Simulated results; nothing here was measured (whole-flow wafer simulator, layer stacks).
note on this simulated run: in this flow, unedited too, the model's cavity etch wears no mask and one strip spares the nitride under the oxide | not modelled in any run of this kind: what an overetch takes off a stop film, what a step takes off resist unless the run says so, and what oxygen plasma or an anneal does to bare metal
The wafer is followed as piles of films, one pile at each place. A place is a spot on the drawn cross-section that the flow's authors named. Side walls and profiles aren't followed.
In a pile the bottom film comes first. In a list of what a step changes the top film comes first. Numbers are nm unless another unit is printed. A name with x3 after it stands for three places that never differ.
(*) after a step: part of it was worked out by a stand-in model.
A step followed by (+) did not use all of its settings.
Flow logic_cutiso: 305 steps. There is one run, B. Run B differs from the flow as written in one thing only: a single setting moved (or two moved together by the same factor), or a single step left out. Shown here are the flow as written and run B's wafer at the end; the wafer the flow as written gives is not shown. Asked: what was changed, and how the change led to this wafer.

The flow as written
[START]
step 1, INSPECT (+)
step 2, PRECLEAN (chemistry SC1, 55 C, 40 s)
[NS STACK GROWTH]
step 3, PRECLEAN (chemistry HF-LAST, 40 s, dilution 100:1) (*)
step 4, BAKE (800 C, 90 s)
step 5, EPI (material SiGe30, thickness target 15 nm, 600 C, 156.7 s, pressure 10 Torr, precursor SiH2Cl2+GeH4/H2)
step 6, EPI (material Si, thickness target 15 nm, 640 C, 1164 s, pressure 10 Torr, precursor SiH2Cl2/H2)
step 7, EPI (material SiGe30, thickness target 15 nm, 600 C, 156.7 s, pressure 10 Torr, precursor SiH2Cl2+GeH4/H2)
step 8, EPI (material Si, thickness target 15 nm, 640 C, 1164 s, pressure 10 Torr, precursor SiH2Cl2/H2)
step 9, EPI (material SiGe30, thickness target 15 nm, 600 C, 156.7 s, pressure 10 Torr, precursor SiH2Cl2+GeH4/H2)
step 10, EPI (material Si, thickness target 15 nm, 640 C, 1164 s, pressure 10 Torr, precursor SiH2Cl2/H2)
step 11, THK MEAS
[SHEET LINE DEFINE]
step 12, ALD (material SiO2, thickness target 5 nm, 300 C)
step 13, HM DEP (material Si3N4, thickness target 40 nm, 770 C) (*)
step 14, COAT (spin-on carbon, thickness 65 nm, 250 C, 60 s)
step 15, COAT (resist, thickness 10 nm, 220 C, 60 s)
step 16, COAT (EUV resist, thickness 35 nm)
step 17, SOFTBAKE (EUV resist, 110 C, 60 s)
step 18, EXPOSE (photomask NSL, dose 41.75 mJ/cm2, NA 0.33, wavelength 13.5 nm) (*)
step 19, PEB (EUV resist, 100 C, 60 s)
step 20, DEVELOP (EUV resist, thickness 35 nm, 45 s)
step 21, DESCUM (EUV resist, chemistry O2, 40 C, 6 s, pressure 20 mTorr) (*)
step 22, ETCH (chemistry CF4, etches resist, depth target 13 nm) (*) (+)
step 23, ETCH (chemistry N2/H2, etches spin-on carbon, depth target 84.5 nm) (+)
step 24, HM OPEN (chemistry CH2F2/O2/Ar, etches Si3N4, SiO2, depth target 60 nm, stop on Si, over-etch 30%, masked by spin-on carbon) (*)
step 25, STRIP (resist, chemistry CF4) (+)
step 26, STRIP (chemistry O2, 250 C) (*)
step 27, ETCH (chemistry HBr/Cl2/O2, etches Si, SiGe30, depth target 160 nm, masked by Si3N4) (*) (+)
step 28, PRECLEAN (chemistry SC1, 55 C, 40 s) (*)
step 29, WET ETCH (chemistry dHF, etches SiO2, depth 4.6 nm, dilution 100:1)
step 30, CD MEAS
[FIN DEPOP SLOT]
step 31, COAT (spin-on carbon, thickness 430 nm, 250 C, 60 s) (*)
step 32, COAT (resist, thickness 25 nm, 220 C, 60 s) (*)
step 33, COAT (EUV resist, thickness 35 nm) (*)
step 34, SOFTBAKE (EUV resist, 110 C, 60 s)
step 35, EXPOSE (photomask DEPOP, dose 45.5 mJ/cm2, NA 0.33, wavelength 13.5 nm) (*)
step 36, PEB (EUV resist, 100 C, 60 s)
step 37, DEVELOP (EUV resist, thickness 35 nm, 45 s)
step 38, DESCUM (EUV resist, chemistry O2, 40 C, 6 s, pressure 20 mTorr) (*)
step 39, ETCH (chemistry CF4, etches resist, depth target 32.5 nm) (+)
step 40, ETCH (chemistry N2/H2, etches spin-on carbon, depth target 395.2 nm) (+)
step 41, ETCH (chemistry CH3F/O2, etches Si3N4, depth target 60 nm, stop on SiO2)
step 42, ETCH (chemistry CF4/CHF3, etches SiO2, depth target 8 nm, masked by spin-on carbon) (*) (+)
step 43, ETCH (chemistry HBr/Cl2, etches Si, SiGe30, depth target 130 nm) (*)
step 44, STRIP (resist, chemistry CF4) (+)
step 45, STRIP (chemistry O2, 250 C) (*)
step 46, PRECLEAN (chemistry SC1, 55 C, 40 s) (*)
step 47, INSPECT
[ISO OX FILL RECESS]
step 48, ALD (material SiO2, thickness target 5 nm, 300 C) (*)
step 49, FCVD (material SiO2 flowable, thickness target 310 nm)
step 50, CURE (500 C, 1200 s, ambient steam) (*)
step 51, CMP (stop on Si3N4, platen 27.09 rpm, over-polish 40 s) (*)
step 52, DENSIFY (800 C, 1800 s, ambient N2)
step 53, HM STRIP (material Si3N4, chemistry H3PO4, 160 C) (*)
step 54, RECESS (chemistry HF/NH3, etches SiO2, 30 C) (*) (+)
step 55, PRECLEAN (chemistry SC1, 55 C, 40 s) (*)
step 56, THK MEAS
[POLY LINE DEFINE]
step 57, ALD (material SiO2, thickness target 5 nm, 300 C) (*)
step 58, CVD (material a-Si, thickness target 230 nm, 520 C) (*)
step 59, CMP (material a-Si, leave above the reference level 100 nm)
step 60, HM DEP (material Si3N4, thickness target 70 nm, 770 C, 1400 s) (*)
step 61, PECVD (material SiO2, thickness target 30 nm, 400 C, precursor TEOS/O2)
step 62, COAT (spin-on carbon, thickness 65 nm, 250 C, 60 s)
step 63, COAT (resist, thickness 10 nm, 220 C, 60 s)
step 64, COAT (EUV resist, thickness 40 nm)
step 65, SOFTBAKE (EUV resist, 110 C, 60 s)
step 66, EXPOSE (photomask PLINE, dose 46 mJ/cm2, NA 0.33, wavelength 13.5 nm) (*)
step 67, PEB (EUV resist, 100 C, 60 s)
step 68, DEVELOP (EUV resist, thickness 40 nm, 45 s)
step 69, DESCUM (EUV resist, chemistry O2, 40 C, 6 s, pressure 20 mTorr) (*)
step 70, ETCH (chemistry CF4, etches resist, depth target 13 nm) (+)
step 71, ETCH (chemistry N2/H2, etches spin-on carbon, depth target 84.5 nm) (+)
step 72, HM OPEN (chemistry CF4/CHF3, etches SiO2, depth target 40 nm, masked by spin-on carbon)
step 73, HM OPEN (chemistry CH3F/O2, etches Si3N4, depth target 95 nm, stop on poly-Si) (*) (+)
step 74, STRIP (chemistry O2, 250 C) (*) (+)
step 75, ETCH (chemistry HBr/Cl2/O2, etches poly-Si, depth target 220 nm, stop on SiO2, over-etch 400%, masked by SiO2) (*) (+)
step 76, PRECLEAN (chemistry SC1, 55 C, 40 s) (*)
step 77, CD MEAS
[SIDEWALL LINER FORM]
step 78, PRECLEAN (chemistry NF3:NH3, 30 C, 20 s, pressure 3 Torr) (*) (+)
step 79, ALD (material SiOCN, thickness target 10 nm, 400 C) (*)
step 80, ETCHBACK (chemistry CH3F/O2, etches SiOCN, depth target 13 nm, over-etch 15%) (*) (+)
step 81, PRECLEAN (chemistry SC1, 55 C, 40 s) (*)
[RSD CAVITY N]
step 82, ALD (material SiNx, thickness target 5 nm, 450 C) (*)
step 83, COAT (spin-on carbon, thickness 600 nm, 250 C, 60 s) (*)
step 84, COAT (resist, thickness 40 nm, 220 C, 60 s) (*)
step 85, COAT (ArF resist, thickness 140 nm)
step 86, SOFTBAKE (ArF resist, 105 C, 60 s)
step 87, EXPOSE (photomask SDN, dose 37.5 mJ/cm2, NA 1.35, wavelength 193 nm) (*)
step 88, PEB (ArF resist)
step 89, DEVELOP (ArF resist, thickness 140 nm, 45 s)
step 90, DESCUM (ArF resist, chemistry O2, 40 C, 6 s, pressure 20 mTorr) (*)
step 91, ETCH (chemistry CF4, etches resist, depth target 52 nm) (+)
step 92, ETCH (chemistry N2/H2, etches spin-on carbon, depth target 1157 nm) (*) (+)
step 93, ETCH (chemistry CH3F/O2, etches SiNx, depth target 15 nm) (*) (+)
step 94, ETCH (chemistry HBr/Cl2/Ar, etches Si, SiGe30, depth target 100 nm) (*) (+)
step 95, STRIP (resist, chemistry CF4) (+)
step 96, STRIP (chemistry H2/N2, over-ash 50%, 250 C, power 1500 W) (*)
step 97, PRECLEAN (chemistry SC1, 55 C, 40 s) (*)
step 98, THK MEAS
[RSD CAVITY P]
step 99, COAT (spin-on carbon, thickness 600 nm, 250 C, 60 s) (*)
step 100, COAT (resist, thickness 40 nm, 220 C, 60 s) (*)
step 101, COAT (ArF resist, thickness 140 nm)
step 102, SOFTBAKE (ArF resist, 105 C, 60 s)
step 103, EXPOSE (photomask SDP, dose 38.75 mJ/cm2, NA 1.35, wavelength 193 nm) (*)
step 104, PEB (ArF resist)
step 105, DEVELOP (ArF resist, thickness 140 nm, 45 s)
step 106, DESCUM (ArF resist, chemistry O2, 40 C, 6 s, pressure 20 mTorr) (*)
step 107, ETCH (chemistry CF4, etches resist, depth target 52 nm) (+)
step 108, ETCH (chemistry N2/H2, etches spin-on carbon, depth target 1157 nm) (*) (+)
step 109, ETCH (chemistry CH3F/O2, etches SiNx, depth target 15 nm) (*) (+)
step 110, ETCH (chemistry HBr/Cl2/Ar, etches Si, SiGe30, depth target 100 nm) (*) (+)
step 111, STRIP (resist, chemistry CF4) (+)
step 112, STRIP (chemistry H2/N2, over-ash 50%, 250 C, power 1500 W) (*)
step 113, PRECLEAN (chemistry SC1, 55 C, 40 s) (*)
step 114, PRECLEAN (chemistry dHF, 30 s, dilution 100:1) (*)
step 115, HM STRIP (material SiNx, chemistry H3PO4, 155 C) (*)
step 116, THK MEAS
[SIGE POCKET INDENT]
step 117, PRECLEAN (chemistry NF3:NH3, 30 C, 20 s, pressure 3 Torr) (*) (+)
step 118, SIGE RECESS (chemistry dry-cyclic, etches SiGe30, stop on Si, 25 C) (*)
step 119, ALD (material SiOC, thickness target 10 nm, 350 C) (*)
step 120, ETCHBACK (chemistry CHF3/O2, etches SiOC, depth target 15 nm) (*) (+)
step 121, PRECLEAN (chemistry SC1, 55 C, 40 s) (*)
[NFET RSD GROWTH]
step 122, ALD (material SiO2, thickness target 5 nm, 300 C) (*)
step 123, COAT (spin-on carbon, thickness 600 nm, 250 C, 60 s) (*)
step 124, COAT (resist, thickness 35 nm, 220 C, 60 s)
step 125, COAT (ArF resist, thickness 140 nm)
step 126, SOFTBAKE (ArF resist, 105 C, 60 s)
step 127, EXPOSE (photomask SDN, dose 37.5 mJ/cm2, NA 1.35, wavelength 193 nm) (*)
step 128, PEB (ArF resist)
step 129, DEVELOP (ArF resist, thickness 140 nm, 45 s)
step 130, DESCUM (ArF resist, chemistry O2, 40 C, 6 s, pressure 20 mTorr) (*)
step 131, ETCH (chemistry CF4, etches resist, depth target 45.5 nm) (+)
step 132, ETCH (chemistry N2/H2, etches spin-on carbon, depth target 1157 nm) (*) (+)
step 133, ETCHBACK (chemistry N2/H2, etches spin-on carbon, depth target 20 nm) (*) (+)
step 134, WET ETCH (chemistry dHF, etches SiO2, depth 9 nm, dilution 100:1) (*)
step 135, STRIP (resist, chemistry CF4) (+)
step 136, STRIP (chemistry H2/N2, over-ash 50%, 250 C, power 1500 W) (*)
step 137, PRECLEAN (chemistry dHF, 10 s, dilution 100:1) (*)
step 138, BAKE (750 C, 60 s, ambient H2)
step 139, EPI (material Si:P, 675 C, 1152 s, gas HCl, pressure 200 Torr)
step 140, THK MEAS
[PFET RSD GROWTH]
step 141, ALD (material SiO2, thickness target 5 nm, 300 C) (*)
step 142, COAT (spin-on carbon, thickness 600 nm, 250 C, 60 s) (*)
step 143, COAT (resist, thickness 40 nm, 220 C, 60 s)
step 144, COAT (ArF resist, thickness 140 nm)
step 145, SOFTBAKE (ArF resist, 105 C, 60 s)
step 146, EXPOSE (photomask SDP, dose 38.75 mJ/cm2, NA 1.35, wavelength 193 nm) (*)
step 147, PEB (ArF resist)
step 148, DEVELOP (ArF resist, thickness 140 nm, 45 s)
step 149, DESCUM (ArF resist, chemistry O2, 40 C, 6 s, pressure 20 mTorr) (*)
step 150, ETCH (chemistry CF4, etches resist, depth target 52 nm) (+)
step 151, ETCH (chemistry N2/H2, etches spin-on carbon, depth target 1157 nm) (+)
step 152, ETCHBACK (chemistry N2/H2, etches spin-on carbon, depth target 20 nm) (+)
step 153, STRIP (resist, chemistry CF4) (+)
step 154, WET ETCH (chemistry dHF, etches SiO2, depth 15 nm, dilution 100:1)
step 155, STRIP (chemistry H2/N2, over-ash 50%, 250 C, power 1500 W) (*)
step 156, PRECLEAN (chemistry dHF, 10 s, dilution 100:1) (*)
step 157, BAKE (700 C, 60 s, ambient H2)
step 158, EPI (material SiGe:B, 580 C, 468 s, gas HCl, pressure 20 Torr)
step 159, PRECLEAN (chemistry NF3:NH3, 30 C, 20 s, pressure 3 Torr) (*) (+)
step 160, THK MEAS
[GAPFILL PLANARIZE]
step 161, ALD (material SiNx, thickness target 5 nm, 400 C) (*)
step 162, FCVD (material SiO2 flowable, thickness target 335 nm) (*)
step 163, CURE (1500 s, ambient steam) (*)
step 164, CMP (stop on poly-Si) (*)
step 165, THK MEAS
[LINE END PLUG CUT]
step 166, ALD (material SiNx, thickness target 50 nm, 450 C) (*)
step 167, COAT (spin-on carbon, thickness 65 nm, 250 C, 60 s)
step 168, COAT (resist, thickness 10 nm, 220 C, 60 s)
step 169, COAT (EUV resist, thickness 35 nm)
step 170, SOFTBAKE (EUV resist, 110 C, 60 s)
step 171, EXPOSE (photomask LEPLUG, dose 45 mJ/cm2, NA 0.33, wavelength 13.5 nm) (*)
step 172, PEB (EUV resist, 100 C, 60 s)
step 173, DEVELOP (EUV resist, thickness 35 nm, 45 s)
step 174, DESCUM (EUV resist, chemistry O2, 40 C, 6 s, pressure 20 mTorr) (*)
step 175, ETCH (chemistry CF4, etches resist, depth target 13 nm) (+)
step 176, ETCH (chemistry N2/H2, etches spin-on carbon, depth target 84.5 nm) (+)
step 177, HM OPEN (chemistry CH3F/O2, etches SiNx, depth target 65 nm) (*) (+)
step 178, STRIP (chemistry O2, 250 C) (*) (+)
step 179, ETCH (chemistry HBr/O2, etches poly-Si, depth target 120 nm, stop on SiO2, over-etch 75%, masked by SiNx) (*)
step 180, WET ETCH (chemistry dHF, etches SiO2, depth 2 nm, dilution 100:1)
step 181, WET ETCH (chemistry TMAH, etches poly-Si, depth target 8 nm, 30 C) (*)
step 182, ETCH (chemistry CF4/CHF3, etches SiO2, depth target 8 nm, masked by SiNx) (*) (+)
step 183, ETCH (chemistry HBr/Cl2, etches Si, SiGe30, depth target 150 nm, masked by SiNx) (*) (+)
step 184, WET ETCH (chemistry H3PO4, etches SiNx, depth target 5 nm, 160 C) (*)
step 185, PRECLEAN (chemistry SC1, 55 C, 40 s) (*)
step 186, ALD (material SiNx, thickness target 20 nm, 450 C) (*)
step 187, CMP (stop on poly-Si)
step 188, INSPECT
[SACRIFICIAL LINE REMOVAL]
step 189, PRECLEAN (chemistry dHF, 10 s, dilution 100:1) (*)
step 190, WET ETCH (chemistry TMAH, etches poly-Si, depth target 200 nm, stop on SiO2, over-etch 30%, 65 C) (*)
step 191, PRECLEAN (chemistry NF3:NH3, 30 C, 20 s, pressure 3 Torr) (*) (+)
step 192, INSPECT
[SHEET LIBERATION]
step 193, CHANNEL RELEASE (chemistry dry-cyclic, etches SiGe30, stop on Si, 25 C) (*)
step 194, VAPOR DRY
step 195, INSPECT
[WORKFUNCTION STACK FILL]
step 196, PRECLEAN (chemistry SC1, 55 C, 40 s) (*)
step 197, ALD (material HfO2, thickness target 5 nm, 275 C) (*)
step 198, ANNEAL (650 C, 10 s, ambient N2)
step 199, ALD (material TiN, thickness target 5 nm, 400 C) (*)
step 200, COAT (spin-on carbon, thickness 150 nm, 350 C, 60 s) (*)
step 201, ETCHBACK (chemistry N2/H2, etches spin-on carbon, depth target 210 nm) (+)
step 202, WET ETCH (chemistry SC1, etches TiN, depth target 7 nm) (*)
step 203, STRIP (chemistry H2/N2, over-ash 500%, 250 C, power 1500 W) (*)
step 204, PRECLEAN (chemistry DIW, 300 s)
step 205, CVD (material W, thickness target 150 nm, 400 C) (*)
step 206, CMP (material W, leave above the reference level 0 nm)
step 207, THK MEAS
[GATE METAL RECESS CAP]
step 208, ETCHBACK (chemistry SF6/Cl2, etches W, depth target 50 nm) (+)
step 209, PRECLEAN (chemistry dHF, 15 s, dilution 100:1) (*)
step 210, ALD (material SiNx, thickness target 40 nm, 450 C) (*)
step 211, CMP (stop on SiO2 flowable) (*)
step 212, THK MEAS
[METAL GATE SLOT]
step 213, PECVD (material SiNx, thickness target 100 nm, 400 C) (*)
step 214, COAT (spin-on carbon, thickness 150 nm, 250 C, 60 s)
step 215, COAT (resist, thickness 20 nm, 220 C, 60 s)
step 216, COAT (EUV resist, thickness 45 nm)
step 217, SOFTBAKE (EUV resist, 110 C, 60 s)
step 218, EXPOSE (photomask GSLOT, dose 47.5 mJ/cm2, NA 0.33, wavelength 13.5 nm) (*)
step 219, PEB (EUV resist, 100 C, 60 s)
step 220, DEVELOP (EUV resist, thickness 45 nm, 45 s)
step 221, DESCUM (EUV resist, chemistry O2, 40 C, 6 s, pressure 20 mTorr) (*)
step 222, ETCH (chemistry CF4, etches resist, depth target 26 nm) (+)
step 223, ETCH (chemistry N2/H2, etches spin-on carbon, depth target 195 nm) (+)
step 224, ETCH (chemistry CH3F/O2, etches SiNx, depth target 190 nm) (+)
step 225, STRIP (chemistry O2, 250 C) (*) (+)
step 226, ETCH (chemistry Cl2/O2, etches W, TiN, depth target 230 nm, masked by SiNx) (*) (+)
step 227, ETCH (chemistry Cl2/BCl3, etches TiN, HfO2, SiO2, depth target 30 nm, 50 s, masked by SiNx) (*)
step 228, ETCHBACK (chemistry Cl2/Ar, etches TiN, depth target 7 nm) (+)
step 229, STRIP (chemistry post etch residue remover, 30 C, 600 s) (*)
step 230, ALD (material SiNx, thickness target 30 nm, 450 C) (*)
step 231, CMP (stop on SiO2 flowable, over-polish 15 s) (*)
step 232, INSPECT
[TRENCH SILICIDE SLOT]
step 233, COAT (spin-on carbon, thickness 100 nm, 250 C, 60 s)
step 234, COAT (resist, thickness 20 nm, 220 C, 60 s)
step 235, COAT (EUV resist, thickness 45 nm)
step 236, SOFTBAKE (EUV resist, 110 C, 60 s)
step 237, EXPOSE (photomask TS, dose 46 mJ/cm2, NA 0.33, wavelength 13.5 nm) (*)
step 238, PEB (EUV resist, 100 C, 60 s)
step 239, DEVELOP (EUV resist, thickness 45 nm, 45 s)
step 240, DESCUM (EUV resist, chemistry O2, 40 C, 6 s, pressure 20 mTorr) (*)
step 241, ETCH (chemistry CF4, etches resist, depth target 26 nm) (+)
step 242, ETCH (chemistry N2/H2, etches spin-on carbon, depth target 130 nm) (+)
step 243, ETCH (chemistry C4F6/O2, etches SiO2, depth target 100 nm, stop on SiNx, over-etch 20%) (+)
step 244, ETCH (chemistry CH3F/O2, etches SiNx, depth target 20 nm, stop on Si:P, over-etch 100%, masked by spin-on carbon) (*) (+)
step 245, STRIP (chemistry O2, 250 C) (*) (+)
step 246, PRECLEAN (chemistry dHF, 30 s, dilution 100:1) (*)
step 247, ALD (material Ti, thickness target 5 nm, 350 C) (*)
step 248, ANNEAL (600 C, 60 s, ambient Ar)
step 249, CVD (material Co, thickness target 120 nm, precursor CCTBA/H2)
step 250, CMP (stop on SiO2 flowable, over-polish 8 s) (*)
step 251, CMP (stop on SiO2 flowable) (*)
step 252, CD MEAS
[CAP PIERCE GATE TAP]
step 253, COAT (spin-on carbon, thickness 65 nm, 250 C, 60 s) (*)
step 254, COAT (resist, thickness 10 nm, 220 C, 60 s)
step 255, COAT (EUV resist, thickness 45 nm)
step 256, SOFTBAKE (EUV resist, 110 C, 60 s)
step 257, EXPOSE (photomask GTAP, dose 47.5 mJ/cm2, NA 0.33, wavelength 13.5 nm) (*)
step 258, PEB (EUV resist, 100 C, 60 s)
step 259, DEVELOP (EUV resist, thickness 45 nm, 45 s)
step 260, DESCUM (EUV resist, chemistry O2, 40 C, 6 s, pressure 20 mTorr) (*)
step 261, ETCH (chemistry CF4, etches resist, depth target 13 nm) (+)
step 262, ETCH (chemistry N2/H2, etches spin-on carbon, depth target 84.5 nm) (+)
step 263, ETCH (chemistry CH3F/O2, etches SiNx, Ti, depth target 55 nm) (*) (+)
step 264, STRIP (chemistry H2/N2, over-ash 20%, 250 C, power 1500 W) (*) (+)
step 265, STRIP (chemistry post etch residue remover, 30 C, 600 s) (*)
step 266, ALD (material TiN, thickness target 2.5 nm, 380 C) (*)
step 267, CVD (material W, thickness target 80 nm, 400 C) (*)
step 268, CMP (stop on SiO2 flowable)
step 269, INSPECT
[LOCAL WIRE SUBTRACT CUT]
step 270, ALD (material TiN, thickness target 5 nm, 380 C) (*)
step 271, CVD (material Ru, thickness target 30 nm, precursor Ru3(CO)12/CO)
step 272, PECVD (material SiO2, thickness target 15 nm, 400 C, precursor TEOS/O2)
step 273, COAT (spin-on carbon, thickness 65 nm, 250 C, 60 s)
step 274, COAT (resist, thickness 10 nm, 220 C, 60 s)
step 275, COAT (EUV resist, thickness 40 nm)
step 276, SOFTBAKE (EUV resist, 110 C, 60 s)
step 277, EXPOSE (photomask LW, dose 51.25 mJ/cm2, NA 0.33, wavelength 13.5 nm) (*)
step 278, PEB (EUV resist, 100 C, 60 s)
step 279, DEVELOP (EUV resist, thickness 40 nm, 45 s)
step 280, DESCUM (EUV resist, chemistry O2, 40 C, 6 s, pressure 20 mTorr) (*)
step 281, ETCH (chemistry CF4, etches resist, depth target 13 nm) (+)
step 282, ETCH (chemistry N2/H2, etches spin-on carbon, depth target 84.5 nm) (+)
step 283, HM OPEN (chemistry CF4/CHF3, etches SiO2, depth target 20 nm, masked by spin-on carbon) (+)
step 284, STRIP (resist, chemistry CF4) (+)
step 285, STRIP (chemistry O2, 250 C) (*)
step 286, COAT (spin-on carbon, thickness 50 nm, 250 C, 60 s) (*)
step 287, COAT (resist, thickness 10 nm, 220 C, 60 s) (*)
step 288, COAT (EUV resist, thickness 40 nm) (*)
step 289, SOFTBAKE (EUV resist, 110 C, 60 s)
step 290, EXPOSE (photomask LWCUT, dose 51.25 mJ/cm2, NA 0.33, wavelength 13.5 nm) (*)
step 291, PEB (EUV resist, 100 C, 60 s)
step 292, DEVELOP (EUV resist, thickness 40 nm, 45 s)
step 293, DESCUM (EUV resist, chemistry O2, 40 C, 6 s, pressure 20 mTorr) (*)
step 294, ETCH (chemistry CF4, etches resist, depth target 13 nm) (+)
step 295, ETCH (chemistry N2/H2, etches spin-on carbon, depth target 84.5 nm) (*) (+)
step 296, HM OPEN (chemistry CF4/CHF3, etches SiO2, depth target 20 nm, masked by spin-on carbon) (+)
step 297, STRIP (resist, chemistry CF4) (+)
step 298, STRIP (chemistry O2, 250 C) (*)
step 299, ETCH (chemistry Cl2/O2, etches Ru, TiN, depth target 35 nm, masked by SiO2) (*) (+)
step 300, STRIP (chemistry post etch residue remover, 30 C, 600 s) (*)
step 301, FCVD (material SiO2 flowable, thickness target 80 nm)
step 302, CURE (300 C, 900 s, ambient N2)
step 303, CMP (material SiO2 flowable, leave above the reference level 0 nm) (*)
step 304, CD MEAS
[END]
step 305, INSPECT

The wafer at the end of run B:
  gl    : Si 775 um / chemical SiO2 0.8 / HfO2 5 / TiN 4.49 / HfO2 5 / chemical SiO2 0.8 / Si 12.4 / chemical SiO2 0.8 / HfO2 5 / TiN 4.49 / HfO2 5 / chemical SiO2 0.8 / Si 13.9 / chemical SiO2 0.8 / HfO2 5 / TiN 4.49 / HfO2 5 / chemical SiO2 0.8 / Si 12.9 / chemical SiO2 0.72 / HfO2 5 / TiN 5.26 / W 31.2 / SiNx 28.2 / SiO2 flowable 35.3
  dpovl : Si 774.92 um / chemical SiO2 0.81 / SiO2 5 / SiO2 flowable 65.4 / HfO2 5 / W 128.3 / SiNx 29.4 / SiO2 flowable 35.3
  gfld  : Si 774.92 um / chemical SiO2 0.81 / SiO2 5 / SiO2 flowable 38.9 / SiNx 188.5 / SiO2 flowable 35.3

The reason: step 6, EPI: 1048 s was run, while the flow as written has 1164 s.

The path from the change to this, step by step:
  step 6, EPI (material Si, thickness target 15 nm, 640 C, 1164 s, pressure 10 Torr, precursor SiH2Cl2/H2)
      depop, dpovl, gfld and 19 more: Si gains 13.5 (new film) (in the flow as written it would be: Si gains 15 (new film))
  step 27, ETCH (chemistry HBr/Cl2/O2, etches Si, SiGe30, depth target 160 nm, masked by Si3N4) (*) (+)
      gfld, gxf, iso, lnri: chemical SiO2 loses 0.79 (all of it), Si loses 11.4 (all of it), SiGe30 loses 15 (all of it), Si loses 15 (all of it), SiGe30 loses 15 (all of it), Si loses 13.5 (all of it), SiGe30 loses 15 (all of it), Si loses 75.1 (in the flow as written it would be: chemical SiO2 loses 0.79 (all of it), Si loses 11.4 (all of it), SiGe30 loses 15 (all of it), Si loses 15 (all of it), SiGe30 loses 15 (all of it), Si loses 15 (all of it), SiGe30 loses 15 (all of it), Si loses 73.6)
      dpovl, nsgap: chemical SiO2 loses 0.79 (all of it), Si loses 11.8 (all of it), SiGe30 loses 15 (all of it), Si loses 15 (all of it), SiGe30 loses 15 (all of it), Si loses 13.5 (all of it), SiGe30 loses 15 (all of it), Si loses 74.7 (in the flow as written it would be: chemical SiO2 loses 0.79 (all of it), Si loses 11.8 (all of it), SiGe30 loses 15 (all of it), Si loses 15 (all of it), SiGe30 loses 15 (all of it), Si loses 15 (all of it), SiGe30 loses 15 (all of it), Si loses 73.2)
      (also at 1 further place)
  step 43, ETCH (chemistry HBr/Cl2, etches Si, SiGe30, depth target 130 nm) (*)
      depop: Si loses 14 (all of it), SiGe30 loses 15 (all of it), Si loses 15 (all of it), SiGe30 loses 15 (all of it), Si loses 13.5 (all of it), SiGe30 loses 15 (all of it), Si loses 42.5 (in the flow as written it would be: Si loses 14 (all of it), SiGe30 loses 15 (all of it), Si loses 15 (all of it), SiGe30 loses 15 (all of it), Si loses 15 (all of it), SiGe30 loses 15 (all of it), Si loses 41)
  step 94, ETCH (chemistry HBr/Cl2/Ar, etches Si, SiGe30, depth target 100 nm) (*) (+)
      rsdn, rsdx: chemical SiO2 loses 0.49 (all of it), Si loses 12.8 (all of it), SiGe30 loses 15 (all of it), Si loses 15 (all of it), SiGe30 loses 15 (all of it), Si loses 13.5 (all of it), SiGe30 loses 15 (all of it), Si loses 13.7 (in the flow as written it would be: chemical SiO2 loses 0.49 (all of it), Si loses 12.8 (all of it), SiGe30 loses 15 (all of it), Si loses 15 (all of it), SiGe30 loses 15 (all of it), Si loses 15 (all of it), SiGe30 loses 15 (all of it), Si loses 12.2)
  step 110, ETCH (chemistry HBr/Cl2/Ar, etches Si, SiGe30, depth target 100 nm) (*) (+)
      rsdp, rsdw: chemical SiO2 loses 0.49 (all of it), Si loses 12.8 (all of it), SiGe30 loses 15 (all of it), Si loses 15 (all of it), SiGe30 loses 15 (all of it), Si loses 13.5 (all of it), SiGe30 loses 15 (all of it), Si loses 13.7 (in the flow as written it would be: chemical SiO2 loses 0.49 (all of it), Si loses 12.8 (all of it), SiGe30 loses 15 (all of it), Si loses 15 (all of it), SiGe30 loses 15 (all of it), Si loses 15 (all of it), SiGe30 loses 15 (all of it), Si loses 12.2)
  step 183, ETCH (chemistry HBr/Cl2, etches Si, SiGe30, depth target 150 nm, masked by SiNx) (*) (+)
      plug: Si loses 13.6 (all of it), SiGe30 loses 15 (all of it), Si loses 15 (all of it), SiGe30 loses 15 (all of it), Si loses 13.5 (all of it), SiGe30 loses 15 (all of it), Si loses 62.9 (in the flow as written it would be: Si loses 13.6 (all of it), SiGe30 loses 15 (all of it), Si loses 15 (all of it), SiGe30 loses 15 (all of it), Si loses 15 (all of it), SiGe30 loses 15 (all of it), Si loses 61.4)
